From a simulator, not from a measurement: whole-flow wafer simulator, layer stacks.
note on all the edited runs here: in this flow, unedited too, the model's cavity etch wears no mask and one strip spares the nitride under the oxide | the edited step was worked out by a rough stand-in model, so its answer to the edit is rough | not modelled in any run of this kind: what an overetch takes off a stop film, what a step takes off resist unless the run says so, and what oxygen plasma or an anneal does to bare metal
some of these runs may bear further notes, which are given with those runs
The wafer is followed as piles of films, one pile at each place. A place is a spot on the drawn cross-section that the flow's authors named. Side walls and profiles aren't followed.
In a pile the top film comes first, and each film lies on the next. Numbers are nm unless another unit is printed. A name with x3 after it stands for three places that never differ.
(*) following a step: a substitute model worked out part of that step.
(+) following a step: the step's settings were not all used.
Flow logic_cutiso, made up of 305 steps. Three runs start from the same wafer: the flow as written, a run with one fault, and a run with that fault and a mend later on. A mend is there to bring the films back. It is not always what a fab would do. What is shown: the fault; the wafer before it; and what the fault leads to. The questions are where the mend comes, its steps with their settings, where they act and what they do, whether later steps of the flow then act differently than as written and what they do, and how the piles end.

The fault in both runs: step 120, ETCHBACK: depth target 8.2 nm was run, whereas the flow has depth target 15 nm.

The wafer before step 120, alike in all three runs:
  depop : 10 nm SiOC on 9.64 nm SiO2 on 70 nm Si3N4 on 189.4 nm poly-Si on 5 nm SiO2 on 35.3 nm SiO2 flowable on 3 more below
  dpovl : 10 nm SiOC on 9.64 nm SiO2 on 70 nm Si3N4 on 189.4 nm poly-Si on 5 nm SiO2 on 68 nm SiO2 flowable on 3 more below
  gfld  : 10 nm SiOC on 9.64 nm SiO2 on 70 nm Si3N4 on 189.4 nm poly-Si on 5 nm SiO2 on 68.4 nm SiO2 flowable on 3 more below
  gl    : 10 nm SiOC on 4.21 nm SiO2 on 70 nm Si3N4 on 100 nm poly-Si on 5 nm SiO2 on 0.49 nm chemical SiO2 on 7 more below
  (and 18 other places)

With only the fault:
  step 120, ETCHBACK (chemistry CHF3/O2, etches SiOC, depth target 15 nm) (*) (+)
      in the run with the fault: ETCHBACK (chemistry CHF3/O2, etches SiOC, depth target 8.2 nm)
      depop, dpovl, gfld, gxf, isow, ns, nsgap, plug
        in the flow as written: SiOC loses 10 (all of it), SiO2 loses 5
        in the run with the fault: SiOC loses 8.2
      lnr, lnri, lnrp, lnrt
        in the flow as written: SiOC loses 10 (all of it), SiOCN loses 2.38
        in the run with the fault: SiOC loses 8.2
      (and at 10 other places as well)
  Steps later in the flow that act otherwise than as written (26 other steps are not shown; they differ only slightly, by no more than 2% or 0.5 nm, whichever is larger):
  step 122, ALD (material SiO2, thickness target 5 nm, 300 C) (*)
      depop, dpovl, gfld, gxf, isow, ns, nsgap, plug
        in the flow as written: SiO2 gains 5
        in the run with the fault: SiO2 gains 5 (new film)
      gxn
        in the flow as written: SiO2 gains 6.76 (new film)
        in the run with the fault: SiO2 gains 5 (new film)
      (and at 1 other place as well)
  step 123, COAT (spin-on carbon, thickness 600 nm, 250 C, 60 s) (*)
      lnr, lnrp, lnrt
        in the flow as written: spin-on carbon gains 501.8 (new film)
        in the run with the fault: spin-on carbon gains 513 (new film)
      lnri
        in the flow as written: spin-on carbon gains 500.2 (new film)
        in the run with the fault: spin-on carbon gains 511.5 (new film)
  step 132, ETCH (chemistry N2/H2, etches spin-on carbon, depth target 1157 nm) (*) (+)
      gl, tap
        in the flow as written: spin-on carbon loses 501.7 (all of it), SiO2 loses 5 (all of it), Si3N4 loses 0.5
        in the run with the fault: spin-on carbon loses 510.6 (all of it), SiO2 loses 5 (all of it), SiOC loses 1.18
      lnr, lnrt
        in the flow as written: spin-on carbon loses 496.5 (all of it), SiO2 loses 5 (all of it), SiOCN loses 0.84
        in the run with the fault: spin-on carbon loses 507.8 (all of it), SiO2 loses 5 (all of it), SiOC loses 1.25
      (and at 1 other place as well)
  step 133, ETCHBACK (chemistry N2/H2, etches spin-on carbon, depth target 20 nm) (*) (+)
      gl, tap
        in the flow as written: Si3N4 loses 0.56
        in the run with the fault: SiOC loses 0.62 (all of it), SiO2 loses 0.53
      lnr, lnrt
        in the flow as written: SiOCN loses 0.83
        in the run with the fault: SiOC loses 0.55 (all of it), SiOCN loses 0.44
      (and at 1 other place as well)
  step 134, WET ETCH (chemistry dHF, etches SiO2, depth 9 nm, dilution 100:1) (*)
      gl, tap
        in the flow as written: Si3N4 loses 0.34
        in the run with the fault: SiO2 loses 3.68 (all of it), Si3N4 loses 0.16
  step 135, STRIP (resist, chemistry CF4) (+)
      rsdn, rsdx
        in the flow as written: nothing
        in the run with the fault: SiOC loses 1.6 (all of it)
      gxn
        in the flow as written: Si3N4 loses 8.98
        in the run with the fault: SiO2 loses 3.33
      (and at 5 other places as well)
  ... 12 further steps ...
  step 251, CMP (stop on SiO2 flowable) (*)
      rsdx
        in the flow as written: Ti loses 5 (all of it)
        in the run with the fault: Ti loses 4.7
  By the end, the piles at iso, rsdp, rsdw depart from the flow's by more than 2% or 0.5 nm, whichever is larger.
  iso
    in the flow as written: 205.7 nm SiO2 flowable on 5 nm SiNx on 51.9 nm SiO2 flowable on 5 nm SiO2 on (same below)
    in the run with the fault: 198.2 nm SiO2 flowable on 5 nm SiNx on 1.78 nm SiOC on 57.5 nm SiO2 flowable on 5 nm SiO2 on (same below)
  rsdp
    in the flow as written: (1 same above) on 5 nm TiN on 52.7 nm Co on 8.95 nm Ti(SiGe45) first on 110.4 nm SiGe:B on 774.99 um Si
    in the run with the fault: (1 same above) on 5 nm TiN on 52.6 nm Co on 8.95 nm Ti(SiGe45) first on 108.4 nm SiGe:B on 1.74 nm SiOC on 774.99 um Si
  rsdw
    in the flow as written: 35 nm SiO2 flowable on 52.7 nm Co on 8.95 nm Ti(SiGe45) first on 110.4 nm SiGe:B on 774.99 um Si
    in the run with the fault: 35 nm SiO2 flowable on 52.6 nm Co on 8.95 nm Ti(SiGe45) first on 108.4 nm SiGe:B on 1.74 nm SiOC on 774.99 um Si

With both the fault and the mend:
  The mend stands after step 120.
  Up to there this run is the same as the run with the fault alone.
  step 120a, ETCHBACK (chemistry CHF3/O2, etches SiOC, depth target 6.8 nm) (*) (+) (a further turn of the flow's step 120, with different settings)
      depop, dpovl, gfld, gxf, isow, ns, nsgap, plug
        SiOC loses 1.8 (all of it), SiO2 loses 5
      lnr, lnri, lnrp, lnrt
        SiOC loses 1.8 (all of it), SiOCN loses 2.38
      rsdn, rsdp, rsdw, rsdx
        SiOC loses 1.8 (all of it)
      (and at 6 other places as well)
  None of the later steps of the flow differs from how it acts as written, at any place that is followed, by more than 2% or 0.5 nm, whichever is larger.
  By the end, the piles equal the flow's at every place that both follow.
